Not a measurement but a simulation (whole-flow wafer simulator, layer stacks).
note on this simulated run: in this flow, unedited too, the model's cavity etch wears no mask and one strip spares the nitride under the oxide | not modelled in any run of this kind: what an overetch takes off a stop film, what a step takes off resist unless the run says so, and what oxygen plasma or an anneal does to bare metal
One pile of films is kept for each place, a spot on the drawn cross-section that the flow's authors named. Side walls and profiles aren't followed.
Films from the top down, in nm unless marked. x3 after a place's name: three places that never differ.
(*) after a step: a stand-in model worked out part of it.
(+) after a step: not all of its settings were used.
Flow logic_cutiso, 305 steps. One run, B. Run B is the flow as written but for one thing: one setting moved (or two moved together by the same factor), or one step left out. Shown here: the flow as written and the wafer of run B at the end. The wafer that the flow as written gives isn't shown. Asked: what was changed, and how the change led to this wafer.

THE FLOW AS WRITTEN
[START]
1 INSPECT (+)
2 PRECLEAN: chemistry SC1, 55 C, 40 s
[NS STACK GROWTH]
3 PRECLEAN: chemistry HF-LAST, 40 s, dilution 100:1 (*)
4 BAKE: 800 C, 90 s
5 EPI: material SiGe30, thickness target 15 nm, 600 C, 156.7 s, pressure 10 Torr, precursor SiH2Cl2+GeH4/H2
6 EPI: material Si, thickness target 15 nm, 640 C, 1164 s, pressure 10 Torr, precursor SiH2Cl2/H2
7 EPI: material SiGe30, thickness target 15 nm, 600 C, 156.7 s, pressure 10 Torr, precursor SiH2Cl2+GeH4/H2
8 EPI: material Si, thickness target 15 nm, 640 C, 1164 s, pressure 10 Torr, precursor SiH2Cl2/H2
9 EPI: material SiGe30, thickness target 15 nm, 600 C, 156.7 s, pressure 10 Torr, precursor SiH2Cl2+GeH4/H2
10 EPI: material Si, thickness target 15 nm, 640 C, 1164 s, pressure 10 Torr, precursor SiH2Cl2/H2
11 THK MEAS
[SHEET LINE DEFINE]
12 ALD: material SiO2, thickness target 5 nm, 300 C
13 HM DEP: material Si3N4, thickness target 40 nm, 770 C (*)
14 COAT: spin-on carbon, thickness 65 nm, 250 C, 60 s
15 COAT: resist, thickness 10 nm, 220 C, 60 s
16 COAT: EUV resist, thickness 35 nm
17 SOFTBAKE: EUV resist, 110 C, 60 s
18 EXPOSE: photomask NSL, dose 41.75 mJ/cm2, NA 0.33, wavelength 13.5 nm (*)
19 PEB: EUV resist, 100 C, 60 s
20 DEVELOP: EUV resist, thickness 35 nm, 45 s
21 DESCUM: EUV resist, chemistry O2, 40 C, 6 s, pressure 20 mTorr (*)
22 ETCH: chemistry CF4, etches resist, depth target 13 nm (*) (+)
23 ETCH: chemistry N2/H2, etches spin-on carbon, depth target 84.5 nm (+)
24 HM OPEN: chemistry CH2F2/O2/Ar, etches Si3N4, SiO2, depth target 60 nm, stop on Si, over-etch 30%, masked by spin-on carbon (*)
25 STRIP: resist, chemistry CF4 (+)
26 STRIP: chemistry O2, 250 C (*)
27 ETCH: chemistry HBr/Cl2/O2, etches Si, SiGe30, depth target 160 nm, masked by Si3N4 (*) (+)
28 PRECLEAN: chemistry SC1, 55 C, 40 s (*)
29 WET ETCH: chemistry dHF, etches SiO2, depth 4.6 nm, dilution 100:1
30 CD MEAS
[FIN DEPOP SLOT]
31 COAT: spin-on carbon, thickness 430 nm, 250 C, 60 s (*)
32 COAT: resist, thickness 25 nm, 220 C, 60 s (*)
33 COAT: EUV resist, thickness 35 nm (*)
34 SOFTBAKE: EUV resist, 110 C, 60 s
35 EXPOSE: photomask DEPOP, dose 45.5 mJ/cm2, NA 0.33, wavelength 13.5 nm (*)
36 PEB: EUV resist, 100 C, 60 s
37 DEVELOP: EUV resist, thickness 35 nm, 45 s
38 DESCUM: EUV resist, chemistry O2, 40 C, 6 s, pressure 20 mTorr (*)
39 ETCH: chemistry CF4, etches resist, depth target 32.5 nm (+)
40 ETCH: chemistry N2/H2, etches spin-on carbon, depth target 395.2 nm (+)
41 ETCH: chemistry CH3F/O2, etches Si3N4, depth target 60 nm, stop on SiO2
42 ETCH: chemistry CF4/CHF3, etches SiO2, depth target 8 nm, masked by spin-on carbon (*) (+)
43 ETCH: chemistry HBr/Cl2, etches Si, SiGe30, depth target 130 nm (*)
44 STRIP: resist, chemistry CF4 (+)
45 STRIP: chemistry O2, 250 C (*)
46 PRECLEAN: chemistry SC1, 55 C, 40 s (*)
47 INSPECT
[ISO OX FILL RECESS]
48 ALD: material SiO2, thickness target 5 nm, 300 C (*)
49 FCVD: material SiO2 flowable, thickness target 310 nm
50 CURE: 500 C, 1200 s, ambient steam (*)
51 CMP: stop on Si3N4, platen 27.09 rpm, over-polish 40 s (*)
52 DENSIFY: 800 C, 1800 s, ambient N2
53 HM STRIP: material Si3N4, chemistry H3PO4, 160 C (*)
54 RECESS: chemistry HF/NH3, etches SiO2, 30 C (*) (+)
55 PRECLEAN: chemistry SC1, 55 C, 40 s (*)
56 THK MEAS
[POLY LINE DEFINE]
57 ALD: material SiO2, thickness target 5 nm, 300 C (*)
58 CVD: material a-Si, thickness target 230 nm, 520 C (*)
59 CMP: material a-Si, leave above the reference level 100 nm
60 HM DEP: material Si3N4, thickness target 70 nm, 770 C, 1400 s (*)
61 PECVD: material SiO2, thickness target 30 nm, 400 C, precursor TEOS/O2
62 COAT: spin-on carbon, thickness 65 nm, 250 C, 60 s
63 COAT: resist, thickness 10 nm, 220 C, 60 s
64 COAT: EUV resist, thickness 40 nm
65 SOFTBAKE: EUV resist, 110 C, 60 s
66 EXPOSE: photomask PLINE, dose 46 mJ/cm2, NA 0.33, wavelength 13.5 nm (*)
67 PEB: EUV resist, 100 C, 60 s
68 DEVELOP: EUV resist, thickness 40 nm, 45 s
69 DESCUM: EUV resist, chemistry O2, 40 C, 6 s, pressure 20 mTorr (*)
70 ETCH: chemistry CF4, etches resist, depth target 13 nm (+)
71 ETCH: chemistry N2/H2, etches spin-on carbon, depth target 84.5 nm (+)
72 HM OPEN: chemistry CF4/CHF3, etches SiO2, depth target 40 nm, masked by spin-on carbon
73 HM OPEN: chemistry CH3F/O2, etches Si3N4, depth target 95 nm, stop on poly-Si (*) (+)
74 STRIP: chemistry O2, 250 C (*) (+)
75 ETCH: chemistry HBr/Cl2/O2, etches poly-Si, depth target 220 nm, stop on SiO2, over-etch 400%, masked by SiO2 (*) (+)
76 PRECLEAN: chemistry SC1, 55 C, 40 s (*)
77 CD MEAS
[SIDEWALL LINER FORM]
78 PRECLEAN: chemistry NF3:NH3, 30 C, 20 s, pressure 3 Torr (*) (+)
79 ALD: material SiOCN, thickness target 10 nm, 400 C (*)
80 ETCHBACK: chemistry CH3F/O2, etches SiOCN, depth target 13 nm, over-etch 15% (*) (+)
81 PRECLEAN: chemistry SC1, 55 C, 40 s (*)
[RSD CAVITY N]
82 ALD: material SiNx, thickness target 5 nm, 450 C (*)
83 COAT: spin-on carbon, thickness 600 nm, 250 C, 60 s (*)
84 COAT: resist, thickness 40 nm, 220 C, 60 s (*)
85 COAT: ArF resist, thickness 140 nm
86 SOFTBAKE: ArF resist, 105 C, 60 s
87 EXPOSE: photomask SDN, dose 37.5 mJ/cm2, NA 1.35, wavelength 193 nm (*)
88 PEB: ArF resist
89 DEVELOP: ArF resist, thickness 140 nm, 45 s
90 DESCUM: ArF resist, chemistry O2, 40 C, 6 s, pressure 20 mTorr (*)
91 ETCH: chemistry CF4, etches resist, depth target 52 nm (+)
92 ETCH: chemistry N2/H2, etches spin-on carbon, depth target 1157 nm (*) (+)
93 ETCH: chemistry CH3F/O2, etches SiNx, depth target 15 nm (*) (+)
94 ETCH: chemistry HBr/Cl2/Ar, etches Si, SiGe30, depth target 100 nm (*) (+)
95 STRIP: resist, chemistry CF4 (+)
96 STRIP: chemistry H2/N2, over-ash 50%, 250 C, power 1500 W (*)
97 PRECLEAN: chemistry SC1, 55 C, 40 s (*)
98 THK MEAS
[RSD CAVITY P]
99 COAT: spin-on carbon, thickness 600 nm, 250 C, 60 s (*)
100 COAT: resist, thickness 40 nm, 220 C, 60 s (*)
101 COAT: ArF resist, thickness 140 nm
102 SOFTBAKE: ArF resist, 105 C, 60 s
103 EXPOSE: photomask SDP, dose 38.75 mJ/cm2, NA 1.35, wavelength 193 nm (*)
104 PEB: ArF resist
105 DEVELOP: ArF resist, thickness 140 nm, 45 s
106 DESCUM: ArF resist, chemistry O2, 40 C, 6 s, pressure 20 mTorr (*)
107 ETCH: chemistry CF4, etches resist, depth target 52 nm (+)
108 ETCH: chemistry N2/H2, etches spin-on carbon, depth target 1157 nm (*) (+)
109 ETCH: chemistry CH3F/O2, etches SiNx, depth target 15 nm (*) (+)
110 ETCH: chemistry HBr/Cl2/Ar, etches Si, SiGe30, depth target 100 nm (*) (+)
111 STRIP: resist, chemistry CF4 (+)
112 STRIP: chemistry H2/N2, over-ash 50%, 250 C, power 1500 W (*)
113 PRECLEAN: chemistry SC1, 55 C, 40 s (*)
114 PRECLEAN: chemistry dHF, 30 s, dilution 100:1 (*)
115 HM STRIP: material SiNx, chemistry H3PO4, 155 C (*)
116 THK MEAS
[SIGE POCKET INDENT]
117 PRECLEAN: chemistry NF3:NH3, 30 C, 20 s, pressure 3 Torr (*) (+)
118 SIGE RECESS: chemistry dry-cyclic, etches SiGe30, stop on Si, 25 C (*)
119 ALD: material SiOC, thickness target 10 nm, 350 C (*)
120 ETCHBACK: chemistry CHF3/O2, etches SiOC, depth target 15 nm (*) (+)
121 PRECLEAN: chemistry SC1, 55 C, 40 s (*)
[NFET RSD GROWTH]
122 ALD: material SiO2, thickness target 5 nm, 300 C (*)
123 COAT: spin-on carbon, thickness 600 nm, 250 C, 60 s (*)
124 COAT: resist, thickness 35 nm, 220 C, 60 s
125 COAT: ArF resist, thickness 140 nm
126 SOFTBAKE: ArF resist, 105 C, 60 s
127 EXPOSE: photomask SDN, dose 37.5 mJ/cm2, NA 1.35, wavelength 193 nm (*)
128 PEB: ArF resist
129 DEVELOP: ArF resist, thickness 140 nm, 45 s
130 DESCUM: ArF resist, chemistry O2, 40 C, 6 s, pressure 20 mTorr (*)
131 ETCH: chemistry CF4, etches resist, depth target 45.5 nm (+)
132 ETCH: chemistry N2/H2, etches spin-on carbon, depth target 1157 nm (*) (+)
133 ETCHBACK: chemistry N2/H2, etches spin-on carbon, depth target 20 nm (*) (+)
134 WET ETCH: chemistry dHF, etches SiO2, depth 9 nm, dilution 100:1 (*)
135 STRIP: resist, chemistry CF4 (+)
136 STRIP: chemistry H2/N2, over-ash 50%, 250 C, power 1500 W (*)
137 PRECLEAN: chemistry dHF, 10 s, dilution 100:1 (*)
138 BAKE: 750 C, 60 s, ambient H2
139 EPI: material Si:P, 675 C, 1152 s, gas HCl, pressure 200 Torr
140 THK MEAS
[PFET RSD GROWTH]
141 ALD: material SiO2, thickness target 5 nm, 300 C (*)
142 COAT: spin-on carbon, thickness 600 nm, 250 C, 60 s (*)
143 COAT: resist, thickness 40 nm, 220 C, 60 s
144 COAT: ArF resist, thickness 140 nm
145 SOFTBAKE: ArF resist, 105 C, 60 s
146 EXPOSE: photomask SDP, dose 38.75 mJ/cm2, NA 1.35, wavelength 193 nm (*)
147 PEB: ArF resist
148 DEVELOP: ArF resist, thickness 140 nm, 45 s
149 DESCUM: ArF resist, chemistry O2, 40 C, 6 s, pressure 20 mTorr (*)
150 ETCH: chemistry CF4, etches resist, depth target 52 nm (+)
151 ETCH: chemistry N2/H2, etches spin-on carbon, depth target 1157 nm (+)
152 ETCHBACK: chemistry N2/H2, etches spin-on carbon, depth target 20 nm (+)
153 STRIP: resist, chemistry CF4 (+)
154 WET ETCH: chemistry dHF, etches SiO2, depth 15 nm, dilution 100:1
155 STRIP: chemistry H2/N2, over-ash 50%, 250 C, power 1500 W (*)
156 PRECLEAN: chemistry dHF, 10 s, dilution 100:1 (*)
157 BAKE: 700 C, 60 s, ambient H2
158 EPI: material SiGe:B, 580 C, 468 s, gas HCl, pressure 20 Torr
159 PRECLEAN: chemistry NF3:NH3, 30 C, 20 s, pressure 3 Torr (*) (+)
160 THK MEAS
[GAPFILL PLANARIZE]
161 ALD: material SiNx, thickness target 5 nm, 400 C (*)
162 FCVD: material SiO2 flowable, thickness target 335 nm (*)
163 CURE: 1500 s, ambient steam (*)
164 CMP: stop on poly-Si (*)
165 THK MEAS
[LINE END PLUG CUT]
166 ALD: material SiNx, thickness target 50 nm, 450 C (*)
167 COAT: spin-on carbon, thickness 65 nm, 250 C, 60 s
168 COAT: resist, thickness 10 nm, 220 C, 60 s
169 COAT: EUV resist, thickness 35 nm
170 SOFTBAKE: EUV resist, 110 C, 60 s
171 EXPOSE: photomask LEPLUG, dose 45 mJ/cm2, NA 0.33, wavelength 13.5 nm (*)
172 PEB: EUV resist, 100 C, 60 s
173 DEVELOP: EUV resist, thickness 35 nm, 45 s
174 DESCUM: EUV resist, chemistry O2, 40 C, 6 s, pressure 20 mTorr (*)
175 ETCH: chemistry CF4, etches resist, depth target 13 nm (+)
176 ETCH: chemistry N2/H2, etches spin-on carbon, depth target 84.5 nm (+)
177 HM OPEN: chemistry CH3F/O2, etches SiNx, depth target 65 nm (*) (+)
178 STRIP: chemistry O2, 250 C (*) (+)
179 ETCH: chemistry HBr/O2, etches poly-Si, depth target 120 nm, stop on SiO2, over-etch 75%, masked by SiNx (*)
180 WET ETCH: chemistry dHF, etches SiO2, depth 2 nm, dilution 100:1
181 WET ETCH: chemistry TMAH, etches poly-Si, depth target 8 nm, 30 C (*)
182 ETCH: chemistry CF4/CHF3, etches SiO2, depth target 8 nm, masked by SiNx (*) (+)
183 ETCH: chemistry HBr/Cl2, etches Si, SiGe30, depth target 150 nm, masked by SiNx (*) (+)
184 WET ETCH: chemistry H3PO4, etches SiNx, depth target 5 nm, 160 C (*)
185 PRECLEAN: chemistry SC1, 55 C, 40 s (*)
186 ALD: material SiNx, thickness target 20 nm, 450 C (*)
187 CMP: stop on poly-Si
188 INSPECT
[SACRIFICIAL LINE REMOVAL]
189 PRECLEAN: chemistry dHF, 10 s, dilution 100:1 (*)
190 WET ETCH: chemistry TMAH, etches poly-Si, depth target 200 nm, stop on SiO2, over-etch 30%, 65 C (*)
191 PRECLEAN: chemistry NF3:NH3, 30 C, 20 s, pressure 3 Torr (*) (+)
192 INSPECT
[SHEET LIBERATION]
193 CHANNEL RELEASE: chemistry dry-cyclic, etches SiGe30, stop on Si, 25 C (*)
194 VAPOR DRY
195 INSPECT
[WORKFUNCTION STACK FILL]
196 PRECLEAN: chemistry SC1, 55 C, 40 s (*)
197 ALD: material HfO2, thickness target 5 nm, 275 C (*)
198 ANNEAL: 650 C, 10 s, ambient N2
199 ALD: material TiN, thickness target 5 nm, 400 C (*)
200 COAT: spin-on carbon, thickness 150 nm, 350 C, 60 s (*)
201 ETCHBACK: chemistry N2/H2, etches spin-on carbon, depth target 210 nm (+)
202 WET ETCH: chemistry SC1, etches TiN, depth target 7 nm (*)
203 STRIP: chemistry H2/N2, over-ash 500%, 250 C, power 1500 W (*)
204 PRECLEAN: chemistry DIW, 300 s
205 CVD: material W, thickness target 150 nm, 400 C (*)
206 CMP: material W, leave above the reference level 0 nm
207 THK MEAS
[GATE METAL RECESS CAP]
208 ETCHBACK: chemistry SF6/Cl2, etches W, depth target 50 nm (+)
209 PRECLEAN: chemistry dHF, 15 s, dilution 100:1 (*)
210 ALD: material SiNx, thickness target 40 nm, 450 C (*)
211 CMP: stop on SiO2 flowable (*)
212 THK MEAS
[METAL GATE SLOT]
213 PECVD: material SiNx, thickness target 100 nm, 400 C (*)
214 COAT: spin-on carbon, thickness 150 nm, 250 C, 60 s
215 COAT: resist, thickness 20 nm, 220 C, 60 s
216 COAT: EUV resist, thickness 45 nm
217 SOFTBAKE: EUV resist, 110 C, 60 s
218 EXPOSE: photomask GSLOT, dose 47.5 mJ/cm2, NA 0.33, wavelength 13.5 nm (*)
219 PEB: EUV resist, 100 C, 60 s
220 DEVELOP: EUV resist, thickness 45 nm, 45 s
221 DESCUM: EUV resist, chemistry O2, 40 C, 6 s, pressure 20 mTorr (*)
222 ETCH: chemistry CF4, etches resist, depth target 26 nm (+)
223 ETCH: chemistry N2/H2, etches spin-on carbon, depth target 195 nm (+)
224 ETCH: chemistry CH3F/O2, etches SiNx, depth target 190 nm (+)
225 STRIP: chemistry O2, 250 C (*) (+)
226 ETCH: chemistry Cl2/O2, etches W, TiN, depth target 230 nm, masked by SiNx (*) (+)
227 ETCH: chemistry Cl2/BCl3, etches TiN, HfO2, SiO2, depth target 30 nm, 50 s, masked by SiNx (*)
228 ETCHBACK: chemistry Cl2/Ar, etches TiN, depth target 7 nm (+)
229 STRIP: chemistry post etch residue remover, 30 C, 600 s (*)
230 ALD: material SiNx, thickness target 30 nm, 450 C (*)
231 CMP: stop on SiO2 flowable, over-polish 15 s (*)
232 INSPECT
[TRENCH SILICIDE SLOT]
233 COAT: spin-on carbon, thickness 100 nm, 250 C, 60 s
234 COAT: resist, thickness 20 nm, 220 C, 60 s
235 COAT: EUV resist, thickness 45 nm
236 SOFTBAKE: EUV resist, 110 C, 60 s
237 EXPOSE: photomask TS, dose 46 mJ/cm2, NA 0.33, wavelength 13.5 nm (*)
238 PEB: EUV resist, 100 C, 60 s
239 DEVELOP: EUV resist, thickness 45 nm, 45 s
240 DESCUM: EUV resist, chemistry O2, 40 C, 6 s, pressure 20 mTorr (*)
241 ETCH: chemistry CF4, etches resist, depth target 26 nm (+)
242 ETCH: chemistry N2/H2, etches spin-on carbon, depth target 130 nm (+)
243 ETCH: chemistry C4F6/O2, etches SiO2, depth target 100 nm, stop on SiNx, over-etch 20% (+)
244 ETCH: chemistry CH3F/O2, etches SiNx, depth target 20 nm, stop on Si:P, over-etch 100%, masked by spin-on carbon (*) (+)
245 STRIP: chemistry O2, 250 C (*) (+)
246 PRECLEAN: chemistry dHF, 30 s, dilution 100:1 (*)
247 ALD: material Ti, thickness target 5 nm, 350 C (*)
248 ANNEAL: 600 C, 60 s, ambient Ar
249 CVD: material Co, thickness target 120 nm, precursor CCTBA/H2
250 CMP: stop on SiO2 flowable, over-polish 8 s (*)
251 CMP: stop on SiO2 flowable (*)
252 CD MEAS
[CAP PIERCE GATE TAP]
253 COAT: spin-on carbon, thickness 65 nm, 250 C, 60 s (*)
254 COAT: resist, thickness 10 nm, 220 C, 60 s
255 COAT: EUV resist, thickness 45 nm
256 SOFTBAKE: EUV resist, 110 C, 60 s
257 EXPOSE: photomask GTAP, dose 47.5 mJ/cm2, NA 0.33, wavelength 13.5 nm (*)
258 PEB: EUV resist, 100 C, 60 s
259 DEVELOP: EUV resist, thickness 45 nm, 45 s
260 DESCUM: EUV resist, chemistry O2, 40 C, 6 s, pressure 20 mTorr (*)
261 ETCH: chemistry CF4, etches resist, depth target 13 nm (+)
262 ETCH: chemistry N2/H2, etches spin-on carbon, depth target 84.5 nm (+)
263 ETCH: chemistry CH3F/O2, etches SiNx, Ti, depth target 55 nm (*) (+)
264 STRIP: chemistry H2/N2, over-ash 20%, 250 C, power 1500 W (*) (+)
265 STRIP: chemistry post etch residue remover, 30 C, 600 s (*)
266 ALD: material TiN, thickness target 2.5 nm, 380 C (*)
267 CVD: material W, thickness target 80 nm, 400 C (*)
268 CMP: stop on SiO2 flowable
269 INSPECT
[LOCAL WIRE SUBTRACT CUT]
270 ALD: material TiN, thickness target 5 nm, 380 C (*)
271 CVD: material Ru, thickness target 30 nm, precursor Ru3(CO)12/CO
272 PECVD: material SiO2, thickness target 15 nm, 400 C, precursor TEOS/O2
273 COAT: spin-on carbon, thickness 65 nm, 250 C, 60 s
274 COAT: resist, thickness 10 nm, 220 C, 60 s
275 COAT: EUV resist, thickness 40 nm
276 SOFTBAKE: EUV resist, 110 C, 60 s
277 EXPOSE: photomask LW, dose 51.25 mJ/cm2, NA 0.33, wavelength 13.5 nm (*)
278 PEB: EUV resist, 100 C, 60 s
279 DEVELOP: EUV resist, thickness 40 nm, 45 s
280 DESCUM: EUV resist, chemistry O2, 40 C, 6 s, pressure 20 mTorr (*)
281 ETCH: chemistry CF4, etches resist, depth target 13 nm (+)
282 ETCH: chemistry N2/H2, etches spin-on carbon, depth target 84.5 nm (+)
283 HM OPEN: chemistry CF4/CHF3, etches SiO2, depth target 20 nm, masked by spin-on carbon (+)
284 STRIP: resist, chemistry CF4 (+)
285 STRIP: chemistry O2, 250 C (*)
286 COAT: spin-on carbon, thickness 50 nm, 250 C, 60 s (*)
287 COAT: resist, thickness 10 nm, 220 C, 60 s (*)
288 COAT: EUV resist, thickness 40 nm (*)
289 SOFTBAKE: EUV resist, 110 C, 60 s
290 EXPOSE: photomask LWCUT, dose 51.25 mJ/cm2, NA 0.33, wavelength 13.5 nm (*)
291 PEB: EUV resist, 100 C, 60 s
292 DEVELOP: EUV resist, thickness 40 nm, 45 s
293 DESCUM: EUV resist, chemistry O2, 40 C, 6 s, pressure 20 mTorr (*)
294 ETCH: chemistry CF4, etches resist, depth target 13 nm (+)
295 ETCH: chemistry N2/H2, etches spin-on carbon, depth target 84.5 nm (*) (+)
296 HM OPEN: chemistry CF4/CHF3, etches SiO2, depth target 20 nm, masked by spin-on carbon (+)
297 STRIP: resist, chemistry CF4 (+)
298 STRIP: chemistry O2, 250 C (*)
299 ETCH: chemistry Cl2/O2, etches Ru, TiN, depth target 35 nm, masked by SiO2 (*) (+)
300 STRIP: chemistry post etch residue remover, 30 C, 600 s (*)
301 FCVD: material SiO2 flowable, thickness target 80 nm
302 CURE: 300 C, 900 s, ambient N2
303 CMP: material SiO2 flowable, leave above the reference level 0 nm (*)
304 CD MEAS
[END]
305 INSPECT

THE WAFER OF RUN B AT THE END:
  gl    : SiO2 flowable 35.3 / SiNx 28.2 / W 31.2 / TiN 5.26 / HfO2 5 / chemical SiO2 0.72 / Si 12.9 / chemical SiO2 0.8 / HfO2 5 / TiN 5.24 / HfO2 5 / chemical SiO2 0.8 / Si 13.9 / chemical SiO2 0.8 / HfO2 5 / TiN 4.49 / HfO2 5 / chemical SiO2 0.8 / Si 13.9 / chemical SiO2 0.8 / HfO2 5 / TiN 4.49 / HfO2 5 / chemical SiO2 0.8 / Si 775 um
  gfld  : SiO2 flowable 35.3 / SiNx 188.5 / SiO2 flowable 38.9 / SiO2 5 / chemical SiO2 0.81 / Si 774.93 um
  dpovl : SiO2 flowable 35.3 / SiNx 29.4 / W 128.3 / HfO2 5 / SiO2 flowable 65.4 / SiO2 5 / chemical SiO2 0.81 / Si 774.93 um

The cause: step 9, EPI: thickness target 15.8 nm was run, where the flow has thickness target 15 nm; step 9, EPI: 164.5 s was run, where the flow has 156.7 s.

How the change led to this, step by step:
  9 EPI: material SiGe30, thickness target 15 nm, 600 C, 156.7 s, pressure 10 Torr, precursor SiH2Cl2+GeH4/H2
      depop, dpovl, gfld and 19 more: SiGe30 +15.8 (new film) (as written it would be: SiGe30 +15 (new film))
  27 ETCH: chemistry HBr/Cl2/O2, etches Si, SiGe30, depth target 160 nm, masked by Si3N4 (*) (+)
      gfld, gxf, iso, lnri: chemical SiO2 -0.79 (all of it), Si -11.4 (all of it), SiGe30 -15.8 (all of it), Si -15 (all of it), SiGe30 -15 (all of it), Si -15 (all of it), SiGe30 -15 (all of it), Si -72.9 (as written it would be: chemical SiO2 -0.79 (all of it), Si -11.4 (all of it), SiGe30 -15 (all of it), Si -15 (all of it), SiGe30 -15 (all of it), Si -15 (all of it), SiGe30 -15 (all of it), Si -73.6)
      dpovl, nsgap: chemical SiO2 -0.79 (all of it), Si -11.8 (all of it), SiGe30 -15.8 (all of it), Si -15 (all of it), SiGe30 -15 (all of it), Si -15 (all of it), SiGe30 -15 (all of it), Si -72.5 (as written it would be: chemical SiO2 -0.79 (all of it), Si -11.8 (all of it), SiGe30 -15 (all of it), Si -15 (all of it), SiGe30 -15 (all of it), Si -15 (all of it), SiGe30 -15 (all of it), Si -73.2)
      (and at 1 more place)
  43 ETCH: chemistry HBr/Cl2, etches Si, SiGe30, depth target 130 nm (*)
      depop: Si -14 (all of it), SiGe30 -15.8 (all of it), Si -15 (all of it), SiGe30 -15 (all of it), Si -15 (all of it), SiGe30 -15 (all of it), Si -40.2 (as written it would be: Si -14 (all of it), SiGe30 -15 (all of it), Si -15 (all of it), SiGe30 -15 (all of it), Si -15 (all of it), SiGe30 -15 (all of it), Si -41)
  94 ETCH: chemistry HBr/Cl2/Ar, etches Si, SiGe30, depth target 100 nm (*) (+)
      rsdn, rsdx: chemical SiO2 -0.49 (all of it), Si -12.8 (all of it), SiGe30 -15.8 (all of it), Si -15 (all of it), SiGe30 -15 (all of it), Si -15 (all of it), SiGe30 -15 (all of it), Si -11.4 (as written it would be: chemical SiO2 -0.49 (all of it), Si -12.8 (all of it), SiGe30 -15 (all of it), Si -15 (all of it), SiGe30 -15 (all of it), Si -15 (all of it), SiGe30 -15 (all of it), Si -12.2)
  110 ETCH: chemistry HBr/Cl2/Ar, etches Si, SiGe30, depth target 100 nm (*) (+)
      rsdp, rsdw: chemical SiO2 -0.49 (all of it), Si -12.8 (all of it), SiGe30 -15.8 (all of it), Si -15 (all of it), SiGe30 -15 (all of it), Si -15 (all of it), SiGe30 -15 (all of it), Si -11.4 (as written it would be: chemical SiO2 -0.49 (all of it), Si -12.8 (all of it), SiGe30 -15 (all of it), Si -15 (all of it), SiGe30 -15 (all of it), Si -15 (all of it), SiGe30 -15 (all of it), Si -12.2)
  118 SIGE RECESS: chemistry dry-cyclic, etches SiGe30, stop on Si, 25 C (*)
      lnr, lnrp, lnrt: SiOCN -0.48, Si -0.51, cavity +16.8 (new film), SiGe30 -15.8 (all of it), Si -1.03, cavity +16 (new film), SiGe30 -15 (all of it), Si -1.03, cavity +16 (new film), SiGe30 -15 (all of it), Si -0.51 (as written it would be: SiOCN -0.48, Si -0.51, cavity +16 (new film), SiGe30 -15 (all of it), Si -1.03, cavity +16 (new film), SiGe30 -15 (all of it), Si -1.03, cavity +16 (new film), SiGe30 -15 (all of it), Si -0.51)
  119 ALD: material SiOC, thickness target 10 nm, 350 C (*)
      lnr, lnrp, lnrt: SiOC +10 (new film), SiOC +16.8 (new film), cavity -16.8 (all of it), SiOC +16 (new film), cavity -16 (all of it), SiOC +16 (new film), cavity -16 (all of it) (as written it would be: SiOC +10 (new film), SiOC +16 (new film), cavity -16 (all of it), SiOC +16 (new film), cavity -16 (all of it), SiOC +16 (new film), cavity -16 (all of it))
  183 ETCH: chemistry HBr/Cl2, etches Si, SiGe30, depth target 150 nm, masked by SiNx (*) (+)
      plug: Si -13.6 (all of it), SiGe30 -15.8 (all of it), Si -15 (all of it), SiGe30 -15 (all of it), Si -15 (all of it), SiGe30 -15 (all of it), Si -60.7 (as written it would be: Si -13.6 (all of it), SiGe30 -15 (all of it), Si -15 (all of it), SiGe30 -15 (all of it), Si -15 (all of it), SiGe30 -15 (all of it), Si -61.4)
  193 CHANNEL RELEASE: chemistry dry-cyclic, etches SiGe30, stop on Si, 25 C (*)
      gl, glp, gxn, gxp, ns, tap: chemical SiO2 +0.8 (new film), Si -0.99, chemical SiO2 +0.8 (new film), cavity +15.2 (new film), chemical SiO2 +0.8 (new film), SiGe30 -15.8 (all of it), Si -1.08, chemical SiO2 +0.8 (new film), cavity +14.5 (new film), chemical SiO2 +0.8 (new film), SiGe30 -15 (all of it), Si -1.08, chemical SiO2 +0.8 (new film), cavity +14.5 (new film), chemical SiO2 +0.8 (new film), SiGe30 -15 (all of it), Si -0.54 (as written it would be: chemical SiO2 +0.8 (new film), Si -0.99, chemical SiO2 +0.8 (new film), cavity +14.5 (new film), chemical SiO2 +0.8 (new film), SiGe30 -15 (all of it), Si -1.08, chemical SiO2 +0.8 (new film), cavity +14.5 (new film), chemical SiO2 +0.8 (new film), SiGe30 -15 (all of it), Si -1.08, chemical SiO2 +0.8 (new film), cavity +14.5 (new film), chemical SiO2 +0.8 (new film), SiGe30 -15 (all of it), Si -0.54)
  199 ALD: material TiN, thickness target 5 nm, 400 C (*)
      gl, glp, tap: TiN +5.26 (new film), TiN +5.24 (new film), cavity -5.24 (all of it), TiN +4.49 (new film), cavity -4.49 (all of it), TiN +4.49 (new film), cavity -4.49 (all of it) (as written it would be: TiN +5.26 (new film), TiN +4.49 (new film), cavity -4.49 (all of it), TiN +4.49 (new film), cavity -4.49 (all of it), TiN +4.49 (new film), cavity -4.49 (all of it))
      gxn, gxp, ns: TiN +5 (new film), TiN +5.24 (new film), cavity -5.24 (all of it), TiN +4.49 (new film), cavity -4.49 (all of it), TiN +4.49 (new film), cavity -4.49 (all of it) (as written it would be: TiN +5 (new film), TiN +4.49 (new film), cavity -4.49 (all of it), TiN +4.49 (new film), cavity -4.49 (all of it), TiN +4.49 (new film), cavity -4.49 (all of it))
